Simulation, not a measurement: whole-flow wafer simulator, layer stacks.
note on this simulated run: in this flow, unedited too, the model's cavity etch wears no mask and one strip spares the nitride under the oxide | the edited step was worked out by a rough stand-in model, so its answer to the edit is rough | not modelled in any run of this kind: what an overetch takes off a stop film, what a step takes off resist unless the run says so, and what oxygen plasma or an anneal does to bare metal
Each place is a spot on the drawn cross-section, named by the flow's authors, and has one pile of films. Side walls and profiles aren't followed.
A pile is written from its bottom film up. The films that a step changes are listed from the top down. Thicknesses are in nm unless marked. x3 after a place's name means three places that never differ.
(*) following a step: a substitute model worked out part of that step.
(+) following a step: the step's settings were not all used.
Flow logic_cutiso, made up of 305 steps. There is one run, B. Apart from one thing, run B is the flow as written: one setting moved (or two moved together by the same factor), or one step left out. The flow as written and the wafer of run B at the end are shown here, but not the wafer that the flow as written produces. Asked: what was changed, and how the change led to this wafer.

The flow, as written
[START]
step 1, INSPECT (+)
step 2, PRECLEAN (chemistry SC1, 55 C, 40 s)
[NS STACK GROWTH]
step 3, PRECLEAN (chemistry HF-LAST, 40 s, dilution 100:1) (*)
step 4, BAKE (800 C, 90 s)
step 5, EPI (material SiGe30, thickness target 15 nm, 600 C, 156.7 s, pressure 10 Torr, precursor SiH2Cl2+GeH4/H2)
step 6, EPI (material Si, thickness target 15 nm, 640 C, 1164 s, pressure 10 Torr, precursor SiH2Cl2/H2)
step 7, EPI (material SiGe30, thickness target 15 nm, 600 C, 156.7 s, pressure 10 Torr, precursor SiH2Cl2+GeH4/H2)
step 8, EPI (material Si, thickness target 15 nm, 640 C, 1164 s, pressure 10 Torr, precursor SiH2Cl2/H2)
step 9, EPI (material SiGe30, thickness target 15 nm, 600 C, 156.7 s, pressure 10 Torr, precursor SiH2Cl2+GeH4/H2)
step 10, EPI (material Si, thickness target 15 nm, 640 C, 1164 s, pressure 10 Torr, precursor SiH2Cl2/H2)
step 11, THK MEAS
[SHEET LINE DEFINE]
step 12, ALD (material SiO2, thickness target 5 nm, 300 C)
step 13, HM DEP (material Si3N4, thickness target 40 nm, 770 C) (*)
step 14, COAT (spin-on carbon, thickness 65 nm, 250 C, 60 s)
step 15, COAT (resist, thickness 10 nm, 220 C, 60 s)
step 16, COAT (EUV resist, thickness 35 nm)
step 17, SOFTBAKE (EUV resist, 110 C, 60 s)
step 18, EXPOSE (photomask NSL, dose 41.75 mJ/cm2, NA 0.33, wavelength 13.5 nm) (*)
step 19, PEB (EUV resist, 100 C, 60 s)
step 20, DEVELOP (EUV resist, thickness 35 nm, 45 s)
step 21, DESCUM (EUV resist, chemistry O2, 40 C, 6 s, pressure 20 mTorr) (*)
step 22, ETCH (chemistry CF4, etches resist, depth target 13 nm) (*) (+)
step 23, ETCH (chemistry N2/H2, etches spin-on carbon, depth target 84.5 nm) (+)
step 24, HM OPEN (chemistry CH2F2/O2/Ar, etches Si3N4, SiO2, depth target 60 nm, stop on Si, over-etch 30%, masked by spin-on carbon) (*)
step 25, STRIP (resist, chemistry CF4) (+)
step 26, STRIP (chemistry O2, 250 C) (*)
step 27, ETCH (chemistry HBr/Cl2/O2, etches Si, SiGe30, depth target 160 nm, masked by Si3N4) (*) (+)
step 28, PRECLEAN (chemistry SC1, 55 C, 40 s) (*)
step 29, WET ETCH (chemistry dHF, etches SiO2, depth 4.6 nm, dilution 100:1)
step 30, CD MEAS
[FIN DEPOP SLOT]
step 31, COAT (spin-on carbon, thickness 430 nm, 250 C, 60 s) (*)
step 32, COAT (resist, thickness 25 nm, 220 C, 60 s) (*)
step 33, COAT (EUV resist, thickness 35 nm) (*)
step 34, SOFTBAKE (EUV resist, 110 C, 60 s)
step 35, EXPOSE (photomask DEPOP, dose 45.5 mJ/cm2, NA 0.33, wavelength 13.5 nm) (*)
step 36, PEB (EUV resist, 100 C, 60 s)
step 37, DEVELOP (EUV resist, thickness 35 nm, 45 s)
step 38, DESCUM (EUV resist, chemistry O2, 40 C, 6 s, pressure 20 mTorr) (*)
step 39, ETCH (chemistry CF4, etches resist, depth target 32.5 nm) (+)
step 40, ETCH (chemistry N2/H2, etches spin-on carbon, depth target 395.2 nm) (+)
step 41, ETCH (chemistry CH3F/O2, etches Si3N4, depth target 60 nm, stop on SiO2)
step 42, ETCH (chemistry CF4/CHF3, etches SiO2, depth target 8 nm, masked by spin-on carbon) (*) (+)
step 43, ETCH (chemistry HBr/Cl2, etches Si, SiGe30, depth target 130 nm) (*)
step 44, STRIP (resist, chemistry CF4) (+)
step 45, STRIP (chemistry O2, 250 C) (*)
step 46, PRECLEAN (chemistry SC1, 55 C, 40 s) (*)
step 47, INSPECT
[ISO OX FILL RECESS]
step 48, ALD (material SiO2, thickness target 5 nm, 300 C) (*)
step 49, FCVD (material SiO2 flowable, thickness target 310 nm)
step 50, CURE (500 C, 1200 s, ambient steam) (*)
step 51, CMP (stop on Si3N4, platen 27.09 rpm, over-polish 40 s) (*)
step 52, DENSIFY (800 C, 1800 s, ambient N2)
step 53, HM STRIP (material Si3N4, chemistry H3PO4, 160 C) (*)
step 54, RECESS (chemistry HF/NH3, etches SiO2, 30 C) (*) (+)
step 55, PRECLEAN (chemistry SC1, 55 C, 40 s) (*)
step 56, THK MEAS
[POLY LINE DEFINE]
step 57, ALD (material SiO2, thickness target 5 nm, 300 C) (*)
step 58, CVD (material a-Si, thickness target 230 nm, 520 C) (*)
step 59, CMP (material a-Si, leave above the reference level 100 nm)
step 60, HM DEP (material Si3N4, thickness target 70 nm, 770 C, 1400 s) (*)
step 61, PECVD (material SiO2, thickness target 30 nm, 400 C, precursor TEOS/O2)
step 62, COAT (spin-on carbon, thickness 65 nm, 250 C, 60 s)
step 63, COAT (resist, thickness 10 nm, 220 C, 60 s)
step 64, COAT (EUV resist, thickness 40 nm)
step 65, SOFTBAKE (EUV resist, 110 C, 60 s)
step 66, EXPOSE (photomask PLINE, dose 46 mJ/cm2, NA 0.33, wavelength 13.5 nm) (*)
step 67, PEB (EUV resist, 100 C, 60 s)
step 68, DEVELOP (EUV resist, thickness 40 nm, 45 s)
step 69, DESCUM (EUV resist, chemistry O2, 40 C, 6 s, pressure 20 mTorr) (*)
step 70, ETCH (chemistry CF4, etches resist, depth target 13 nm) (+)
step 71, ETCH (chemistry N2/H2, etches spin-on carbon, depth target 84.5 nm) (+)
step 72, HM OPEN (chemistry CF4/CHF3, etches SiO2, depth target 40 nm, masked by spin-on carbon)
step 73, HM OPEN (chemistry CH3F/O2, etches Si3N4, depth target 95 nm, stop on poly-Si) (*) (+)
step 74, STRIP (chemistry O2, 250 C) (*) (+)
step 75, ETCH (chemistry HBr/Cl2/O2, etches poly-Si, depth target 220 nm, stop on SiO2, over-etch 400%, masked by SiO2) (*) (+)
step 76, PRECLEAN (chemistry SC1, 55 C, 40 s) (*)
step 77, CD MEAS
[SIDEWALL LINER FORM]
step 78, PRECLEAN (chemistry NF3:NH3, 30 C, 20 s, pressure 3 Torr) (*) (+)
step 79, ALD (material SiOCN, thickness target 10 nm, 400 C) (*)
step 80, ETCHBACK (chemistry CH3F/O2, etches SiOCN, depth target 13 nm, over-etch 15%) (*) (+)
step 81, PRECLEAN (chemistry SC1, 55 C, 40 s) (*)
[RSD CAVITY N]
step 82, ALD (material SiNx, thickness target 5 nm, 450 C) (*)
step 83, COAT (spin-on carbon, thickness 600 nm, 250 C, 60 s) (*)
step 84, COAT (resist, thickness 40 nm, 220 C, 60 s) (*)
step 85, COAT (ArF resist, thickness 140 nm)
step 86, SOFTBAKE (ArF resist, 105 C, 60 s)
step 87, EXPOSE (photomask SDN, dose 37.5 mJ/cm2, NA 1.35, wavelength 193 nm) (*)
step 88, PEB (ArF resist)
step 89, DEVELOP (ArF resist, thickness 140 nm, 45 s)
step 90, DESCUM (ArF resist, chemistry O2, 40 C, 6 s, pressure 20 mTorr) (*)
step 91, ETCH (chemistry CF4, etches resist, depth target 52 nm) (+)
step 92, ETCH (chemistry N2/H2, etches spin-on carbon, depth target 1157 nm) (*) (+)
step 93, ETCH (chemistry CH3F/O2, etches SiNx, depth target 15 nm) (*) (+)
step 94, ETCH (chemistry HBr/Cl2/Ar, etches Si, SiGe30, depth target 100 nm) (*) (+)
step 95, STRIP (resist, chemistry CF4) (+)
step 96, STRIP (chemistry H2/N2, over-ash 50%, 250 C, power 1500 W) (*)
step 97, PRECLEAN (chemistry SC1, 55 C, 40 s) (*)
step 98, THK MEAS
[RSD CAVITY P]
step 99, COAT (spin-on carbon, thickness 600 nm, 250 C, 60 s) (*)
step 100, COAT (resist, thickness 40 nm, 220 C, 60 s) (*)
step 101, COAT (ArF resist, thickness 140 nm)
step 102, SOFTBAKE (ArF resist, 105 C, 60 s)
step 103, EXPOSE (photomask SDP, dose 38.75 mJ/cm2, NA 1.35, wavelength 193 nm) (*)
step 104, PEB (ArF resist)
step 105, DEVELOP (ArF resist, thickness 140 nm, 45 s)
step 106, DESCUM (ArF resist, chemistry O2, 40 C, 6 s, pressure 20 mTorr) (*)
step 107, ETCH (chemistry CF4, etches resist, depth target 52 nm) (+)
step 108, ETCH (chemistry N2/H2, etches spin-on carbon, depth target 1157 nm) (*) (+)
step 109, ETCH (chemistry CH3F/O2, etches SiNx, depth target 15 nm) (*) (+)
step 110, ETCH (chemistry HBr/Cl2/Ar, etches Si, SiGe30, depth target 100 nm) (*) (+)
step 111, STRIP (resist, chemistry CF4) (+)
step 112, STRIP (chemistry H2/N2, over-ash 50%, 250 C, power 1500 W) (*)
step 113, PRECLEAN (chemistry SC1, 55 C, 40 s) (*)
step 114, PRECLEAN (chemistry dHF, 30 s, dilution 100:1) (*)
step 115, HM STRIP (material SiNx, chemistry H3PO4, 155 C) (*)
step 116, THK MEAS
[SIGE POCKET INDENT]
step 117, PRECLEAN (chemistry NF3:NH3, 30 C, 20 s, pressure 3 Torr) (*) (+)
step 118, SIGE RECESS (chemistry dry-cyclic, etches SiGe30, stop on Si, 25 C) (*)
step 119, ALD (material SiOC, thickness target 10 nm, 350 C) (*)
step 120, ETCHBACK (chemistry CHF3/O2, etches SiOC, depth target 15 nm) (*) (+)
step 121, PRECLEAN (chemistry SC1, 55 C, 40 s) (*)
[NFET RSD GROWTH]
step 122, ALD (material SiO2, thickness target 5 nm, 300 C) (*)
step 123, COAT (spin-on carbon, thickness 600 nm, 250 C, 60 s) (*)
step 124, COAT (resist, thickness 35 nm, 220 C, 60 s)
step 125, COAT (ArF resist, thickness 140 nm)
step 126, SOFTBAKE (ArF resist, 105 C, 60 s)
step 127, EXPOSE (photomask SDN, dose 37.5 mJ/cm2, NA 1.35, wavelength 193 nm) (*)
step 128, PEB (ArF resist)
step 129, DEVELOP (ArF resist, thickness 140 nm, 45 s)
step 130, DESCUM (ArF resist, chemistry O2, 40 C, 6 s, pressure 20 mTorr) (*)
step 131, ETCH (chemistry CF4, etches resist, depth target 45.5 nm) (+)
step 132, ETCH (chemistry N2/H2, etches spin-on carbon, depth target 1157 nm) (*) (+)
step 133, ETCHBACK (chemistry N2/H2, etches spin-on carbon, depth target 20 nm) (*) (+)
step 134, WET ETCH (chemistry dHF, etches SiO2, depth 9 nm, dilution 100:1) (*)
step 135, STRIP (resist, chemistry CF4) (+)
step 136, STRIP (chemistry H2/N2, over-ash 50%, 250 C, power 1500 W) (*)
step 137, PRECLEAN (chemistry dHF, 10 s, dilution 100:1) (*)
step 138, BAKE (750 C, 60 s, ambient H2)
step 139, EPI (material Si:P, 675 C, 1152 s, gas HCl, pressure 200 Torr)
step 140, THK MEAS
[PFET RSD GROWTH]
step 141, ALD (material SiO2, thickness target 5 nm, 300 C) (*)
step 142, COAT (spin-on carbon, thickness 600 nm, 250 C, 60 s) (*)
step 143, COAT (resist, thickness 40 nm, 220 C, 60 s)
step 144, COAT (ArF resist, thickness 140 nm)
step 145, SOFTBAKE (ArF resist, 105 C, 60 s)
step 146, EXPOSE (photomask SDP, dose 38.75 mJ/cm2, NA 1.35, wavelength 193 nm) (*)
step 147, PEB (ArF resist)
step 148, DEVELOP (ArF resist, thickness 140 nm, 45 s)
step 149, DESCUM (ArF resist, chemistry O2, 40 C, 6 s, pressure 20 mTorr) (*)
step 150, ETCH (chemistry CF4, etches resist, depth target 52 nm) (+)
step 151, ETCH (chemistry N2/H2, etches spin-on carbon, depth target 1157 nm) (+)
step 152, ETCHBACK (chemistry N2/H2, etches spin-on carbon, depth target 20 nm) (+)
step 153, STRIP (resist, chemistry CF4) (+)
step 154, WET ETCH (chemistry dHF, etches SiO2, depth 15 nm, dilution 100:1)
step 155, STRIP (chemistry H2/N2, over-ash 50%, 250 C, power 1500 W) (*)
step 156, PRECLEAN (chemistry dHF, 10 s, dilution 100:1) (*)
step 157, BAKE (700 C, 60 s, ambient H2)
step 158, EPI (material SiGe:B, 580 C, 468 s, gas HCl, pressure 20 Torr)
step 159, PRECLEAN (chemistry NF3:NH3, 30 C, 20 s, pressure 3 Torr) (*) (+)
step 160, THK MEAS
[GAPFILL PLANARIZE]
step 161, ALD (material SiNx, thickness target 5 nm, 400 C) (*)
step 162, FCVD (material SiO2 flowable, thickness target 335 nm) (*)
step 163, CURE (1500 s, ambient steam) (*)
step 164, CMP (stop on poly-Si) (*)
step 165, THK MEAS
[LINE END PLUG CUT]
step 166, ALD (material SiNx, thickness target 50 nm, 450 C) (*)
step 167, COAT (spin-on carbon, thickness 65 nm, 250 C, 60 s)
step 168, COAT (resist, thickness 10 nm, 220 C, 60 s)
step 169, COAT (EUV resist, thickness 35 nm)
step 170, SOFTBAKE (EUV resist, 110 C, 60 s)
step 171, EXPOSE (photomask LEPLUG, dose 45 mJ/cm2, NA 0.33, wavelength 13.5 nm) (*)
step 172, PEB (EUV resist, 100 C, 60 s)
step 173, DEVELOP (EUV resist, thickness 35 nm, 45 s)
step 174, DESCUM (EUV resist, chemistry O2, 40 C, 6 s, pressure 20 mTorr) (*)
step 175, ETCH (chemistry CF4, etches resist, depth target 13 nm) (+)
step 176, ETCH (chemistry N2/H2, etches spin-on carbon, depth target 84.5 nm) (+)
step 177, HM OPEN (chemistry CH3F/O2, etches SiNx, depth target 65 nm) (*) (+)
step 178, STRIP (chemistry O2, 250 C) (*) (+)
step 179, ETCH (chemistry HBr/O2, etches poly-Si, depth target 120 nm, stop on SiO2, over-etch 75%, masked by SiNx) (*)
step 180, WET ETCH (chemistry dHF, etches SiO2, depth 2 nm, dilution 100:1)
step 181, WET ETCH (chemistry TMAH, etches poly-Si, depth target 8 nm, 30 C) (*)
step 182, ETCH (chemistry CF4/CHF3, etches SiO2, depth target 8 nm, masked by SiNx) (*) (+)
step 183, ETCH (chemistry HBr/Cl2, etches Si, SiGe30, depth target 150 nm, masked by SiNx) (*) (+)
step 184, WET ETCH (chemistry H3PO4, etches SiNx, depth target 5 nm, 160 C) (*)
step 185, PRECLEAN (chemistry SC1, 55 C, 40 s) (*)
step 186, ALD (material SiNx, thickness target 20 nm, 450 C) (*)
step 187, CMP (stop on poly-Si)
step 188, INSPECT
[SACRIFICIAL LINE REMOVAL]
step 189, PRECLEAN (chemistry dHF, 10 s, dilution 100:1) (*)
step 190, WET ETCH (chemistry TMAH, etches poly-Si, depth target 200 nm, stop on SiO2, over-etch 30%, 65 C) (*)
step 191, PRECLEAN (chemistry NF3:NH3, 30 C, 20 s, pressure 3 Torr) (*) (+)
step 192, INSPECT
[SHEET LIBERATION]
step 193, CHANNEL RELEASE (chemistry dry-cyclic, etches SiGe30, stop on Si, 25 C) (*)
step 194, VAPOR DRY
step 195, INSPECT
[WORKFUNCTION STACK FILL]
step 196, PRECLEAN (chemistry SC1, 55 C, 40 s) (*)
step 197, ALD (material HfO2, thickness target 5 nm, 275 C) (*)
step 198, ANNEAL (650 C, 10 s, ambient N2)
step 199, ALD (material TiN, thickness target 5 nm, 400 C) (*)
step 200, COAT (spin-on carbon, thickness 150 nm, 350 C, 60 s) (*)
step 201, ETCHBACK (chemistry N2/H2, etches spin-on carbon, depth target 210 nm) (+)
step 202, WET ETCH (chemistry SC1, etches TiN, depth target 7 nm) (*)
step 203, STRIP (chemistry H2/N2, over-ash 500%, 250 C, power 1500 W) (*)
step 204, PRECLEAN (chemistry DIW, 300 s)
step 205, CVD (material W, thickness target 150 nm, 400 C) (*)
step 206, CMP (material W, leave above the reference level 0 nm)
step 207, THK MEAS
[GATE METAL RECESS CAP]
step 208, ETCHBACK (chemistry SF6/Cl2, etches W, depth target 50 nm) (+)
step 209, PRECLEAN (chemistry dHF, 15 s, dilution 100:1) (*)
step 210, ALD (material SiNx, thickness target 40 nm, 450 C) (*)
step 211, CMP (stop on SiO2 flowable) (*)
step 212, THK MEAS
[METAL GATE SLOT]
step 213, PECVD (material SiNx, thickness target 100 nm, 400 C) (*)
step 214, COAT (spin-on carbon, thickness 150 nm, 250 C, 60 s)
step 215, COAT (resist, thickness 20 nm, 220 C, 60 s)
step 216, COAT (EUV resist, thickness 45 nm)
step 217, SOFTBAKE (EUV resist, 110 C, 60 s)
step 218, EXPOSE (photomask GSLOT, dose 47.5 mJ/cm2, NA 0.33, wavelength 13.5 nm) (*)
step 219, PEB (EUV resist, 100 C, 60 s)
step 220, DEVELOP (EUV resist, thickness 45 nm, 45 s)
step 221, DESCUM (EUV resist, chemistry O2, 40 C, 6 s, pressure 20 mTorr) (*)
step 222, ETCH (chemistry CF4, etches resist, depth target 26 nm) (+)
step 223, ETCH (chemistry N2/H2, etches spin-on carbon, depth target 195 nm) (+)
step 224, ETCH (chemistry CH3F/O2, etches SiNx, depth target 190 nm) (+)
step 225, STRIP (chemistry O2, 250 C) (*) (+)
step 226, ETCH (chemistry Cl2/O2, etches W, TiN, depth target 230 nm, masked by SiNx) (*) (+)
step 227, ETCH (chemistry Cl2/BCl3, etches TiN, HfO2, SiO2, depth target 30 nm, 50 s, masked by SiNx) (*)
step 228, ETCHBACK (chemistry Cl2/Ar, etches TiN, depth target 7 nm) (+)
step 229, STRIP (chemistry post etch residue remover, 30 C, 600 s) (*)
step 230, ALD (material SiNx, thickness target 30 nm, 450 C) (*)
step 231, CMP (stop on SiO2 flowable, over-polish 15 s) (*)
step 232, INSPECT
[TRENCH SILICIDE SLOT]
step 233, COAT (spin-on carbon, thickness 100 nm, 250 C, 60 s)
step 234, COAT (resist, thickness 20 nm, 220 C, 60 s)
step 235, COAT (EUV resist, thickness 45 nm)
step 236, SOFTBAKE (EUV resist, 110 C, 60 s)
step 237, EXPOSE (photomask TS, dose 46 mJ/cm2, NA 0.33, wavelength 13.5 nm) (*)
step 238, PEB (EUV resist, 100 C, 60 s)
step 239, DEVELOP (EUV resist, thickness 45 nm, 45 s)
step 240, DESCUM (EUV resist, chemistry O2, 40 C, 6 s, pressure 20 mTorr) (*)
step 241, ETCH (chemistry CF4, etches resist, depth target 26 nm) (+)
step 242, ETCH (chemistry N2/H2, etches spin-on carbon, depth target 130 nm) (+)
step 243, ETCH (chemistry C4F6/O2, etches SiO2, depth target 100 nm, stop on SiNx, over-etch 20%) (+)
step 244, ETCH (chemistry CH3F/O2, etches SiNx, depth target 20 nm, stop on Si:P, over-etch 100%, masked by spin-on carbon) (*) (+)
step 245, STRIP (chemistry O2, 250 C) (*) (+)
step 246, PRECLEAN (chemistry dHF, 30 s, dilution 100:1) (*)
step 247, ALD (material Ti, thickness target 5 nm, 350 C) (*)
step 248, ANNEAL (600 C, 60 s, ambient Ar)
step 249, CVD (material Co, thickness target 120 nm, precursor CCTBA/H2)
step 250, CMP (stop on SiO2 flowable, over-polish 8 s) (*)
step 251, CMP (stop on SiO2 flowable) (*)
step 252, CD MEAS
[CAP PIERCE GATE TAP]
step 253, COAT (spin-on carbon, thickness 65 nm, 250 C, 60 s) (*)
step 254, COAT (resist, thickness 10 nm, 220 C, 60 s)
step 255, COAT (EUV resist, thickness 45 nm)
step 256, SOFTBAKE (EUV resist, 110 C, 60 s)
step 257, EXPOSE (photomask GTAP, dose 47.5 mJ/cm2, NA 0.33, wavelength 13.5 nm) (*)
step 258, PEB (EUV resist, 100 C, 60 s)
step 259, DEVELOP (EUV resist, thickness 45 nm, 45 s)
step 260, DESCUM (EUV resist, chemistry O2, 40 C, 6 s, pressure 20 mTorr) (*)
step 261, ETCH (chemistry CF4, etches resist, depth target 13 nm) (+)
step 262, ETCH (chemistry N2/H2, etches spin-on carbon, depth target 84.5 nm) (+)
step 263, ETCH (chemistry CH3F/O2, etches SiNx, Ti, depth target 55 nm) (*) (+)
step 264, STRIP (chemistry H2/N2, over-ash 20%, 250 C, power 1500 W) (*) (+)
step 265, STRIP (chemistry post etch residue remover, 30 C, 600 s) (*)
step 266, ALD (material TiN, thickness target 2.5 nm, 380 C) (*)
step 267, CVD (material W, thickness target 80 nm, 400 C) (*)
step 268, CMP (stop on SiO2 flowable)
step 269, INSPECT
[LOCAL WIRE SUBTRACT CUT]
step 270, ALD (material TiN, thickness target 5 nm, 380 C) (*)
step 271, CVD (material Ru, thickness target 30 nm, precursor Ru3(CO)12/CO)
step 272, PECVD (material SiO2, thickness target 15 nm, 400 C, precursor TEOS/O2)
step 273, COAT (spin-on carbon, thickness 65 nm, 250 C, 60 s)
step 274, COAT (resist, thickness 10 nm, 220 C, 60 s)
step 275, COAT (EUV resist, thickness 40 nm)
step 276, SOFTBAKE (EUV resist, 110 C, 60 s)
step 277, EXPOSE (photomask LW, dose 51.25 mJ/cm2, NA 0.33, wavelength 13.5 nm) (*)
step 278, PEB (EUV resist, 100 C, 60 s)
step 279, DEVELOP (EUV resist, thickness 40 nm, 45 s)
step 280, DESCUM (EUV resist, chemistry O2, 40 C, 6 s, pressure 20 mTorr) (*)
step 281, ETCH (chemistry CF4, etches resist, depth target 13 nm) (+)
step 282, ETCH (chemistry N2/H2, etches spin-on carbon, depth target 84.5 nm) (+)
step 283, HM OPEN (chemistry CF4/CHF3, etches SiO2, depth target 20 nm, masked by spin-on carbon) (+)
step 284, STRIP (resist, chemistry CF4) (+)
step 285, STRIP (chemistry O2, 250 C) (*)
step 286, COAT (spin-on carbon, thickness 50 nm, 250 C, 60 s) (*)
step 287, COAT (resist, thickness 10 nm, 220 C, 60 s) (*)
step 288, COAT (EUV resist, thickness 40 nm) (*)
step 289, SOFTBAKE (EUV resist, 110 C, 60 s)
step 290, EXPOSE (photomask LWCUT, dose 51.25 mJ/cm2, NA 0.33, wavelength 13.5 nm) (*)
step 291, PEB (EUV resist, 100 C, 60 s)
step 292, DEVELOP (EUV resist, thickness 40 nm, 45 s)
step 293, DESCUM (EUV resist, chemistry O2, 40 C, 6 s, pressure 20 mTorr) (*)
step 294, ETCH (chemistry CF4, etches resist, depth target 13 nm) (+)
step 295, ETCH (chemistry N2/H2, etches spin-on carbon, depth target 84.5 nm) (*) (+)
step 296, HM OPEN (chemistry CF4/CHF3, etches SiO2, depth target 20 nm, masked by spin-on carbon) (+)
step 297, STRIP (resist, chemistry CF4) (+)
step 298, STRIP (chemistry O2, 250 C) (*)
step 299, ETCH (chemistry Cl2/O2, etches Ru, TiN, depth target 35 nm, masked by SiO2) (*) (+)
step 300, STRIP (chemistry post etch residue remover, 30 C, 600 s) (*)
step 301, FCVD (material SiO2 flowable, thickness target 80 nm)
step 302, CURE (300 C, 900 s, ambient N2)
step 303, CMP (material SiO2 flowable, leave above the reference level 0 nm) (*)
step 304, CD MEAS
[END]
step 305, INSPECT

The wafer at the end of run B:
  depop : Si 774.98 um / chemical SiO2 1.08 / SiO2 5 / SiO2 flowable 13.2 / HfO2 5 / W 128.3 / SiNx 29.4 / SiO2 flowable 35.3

Cause: step 43, ETCH: depth target 110.5 nm was run, whereas the flow has depth target 130 nm.

How this came from the change, step by step:
  step 43, ETCH (chemistry HBr/Cl2, etches Si, SiGe30, depth target 130 nm) (*)
      dpovl, gl, glp and 16 more: -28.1 spin-on carbon (it would be, as written: -32 spin-on carbon)
      depop: -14 Si (all of it), -15 SiGe30 (all of it), -15 Si (all of it), -15 SiGe30 (all of it), -15 Si (all of it), -15 SiGe30 (all of it), -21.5 Si (it would be, as written: -14 Si (all of it), -15 SiGe30 (all of it), -15 Si (all of it), -15 SiGe30 (all of it), -15 Si (all of it), -15 SiGe30 (all of it), -41 Si)
      (and at 2 other places as well)
  step 45, STRIP (chemistry O2, 250 C) (*)
      dpovl: +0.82 chemical SiO2 (new film), -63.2 spin-on carbon (all of it), -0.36 Si (it would be, as written: +0.82 chemical SiO2 (new film), -59.3 spin-on carbon (all of it), -0.36 Si)
  step 49, FCVD (material SiO2 flowable, thickness target 310 nm)
      depop: +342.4 SiO2 flowable (new film) (it would be, as written: +359.9 SiO2 flowable (new film))
